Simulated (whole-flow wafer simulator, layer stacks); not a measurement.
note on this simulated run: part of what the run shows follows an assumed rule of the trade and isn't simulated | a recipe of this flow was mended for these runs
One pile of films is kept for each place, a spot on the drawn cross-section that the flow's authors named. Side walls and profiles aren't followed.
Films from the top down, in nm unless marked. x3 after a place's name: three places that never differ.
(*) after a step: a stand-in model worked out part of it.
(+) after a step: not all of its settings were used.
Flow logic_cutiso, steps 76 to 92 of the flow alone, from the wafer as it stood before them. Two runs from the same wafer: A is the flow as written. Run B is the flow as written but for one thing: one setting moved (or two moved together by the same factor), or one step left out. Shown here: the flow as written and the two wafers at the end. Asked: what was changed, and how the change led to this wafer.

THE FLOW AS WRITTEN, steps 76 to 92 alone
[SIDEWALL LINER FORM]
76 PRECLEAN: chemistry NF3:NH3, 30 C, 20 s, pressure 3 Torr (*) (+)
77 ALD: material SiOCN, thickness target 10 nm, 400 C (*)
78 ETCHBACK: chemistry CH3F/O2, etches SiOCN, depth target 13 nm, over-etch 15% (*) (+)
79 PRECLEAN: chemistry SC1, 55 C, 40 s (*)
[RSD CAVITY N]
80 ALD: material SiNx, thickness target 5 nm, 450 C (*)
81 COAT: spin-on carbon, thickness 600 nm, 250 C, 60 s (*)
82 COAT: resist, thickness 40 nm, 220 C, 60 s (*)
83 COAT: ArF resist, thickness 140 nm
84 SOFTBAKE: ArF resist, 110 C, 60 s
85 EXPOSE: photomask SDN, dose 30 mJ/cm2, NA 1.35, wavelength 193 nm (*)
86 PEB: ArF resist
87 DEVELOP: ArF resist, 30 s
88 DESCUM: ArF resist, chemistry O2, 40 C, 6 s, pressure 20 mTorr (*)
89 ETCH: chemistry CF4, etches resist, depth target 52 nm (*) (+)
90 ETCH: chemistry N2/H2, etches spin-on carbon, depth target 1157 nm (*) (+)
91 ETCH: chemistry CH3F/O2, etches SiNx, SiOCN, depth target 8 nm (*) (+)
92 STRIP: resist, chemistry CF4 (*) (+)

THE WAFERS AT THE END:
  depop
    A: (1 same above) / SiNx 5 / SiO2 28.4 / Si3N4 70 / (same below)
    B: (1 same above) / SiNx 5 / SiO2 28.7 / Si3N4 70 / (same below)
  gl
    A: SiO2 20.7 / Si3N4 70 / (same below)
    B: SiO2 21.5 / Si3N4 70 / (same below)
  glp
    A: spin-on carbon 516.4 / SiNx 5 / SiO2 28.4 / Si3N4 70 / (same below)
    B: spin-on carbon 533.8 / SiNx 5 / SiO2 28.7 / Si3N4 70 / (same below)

The cause: step 77, ALD: thickness target 13 nm was run, where the flow has thickness target 10 nm.

How the change led to this, step by step:
  77 ALD: material SiOCN, thickness target 10 nm, 400 C (*)
      depop, dpovl x3, gfld and 13 more: A SiOCN +10 (new film) | B SiOCN +13 (new film)
  78 ETCHBACK: chemistry CH3F/O2, etches SiOCN, depth target 13 nm, over-etch 15% (*) (+)
      depop, dpovl x3, gfld and 8 more: A SiOCN -10 (all of it), SiO2 -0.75 | B SiOCN -13 (all of it), SiO2 -0.49
      rsdn, rsdp, rsdw, rsdx: A SiOCN -10 (all of it), Si -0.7 | B SiOCN -13 (all of it), Si -0.45
      (and at 1 more place)
  81 COAT: spin-on carbon, thickness 600 nm, 250 C, 60 s (*)
      gl, glp, plug, tap: A spin-on carbon +516.4 (new film) | B spin-on carbon +533.8 (new film)
      gxf, gxn, gxp: A spin-on carbon +516.3 (new film) | B spin-on carbon +533.8 (new film)
      (and at 10 more places)
  90 ETCH: chemistry N2/H2, etches spin-on carbon, depth target 1157 nm (*) (+)
      depop, dpovl x3, gfld and 10 more: A ArF resist -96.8 (all of it), resist -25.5 | B ArF resist -96.8 (all of it), resist -26.3
      gl, tap: A spin-on carbon -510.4 (all of it), SiNx -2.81 | B spin-on carbon -527.8 (all of it), SiNx -2.87
      (and at 5 more places)
  92 STRIP: resist, chemistry CF4 (*) (+)
      depop, dpovl x3, glp, lnrp, ns, plug, rsdp, rsdw: A resist -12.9 (all of it) | B resist -12.1 (all of it)
      gfld, gxf, gxp, iso, lnri: A resist -13 (all of it) | B resist -12.1 (all of it)
      (and at 2 more places)
